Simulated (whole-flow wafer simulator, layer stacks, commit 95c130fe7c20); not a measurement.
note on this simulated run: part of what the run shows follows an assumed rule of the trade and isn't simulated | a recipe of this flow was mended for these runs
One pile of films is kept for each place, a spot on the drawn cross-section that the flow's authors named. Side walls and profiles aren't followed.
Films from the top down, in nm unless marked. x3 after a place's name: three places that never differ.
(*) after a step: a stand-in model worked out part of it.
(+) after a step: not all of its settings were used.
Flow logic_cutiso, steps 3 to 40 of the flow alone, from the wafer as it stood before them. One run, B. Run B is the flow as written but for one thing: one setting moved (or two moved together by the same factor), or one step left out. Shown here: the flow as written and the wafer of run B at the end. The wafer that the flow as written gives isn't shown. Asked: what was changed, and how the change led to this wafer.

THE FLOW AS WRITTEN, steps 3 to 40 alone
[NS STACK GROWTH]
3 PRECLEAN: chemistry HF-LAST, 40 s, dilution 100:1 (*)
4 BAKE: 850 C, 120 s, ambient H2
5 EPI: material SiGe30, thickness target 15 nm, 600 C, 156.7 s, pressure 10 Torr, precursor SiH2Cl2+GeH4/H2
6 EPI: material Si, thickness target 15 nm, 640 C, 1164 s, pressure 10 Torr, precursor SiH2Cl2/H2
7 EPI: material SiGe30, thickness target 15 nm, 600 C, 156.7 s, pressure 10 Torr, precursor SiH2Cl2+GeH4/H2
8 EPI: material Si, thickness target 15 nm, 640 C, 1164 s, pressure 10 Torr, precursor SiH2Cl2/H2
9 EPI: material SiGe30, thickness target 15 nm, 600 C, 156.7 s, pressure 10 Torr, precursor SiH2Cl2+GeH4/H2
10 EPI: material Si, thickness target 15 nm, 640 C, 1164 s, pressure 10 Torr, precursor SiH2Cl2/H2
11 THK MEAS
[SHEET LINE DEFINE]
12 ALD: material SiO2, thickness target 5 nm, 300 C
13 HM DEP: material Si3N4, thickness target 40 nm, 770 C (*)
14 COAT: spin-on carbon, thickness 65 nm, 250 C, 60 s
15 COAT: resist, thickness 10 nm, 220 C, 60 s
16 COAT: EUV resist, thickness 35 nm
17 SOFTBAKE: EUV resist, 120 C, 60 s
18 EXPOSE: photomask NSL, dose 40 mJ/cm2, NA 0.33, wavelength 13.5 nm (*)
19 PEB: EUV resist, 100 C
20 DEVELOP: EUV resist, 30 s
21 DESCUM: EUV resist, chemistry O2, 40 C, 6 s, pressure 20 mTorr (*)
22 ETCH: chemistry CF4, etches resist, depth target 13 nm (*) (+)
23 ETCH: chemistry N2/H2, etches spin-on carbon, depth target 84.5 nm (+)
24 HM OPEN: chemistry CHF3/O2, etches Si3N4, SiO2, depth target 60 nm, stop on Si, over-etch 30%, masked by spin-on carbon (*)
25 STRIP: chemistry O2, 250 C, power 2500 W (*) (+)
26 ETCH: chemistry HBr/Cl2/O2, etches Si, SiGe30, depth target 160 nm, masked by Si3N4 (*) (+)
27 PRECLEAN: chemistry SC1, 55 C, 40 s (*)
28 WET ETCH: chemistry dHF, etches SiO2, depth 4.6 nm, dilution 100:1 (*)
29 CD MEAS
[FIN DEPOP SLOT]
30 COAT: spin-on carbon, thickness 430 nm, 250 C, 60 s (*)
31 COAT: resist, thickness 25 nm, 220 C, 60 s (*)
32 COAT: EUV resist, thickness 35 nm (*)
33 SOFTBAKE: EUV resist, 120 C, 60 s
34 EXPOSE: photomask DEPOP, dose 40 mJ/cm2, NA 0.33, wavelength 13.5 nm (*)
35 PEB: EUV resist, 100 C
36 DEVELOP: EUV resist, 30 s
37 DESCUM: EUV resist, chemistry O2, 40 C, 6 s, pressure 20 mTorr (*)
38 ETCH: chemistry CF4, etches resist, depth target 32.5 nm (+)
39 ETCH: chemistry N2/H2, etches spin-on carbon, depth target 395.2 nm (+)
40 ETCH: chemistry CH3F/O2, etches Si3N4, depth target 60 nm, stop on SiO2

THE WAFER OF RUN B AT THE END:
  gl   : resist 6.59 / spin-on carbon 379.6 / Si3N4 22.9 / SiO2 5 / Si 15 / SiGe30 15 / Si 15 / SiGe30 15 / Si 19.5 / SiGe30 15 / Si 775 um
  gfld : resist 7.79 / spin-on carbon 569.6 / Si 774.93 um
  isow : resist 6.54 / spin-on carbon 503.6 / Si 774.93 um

The cause: step 6, EPI: thickness target 19.5 nm was run, where the flow has thickness target 15 nm; step 6, EPI: 1514 s was run, where the flow has 1164 s.
It can be read off the wafer: gl has Si 19.5, and step 6 as written asks for 15 nm.

How the change led to this, step by step:
  6 EPI: material Si, thickness target 15 nm, 640 C, 1164 s, pressure 10 Torr, precursor SiH2Cl2/H2
      depop, dpovl, gfld and 19 more: Si +19.5 (new film) (as written it would be: Si +15 (new film))
  26 ETCH: chemistry HBr/Cl2/O2, etches Si, SiGe30, depth target 160 nm, masked by Si3N4 (*) (+)
      dpovl, gfld, gxf, iso, isow, lnri, nsgap: chemical SiO2 -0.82 (all of it), Si -12 (all of it), SiGe30 -15 (all of it), Si -15 (all of it), SiGe30 -15 (all of it), Si -19.5 (all of it), SiGe30 -15 (all of it), Si -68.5 (as written it would be: chemical SiO2 -0.82 (all of it), Si -12 (all of it), SiGe30 -15 (all of it), Si -15 (all of it), SiGe30 -15 (all of it), Si -15 (all of it), SiGe30 -15 (all of it), Si -73)
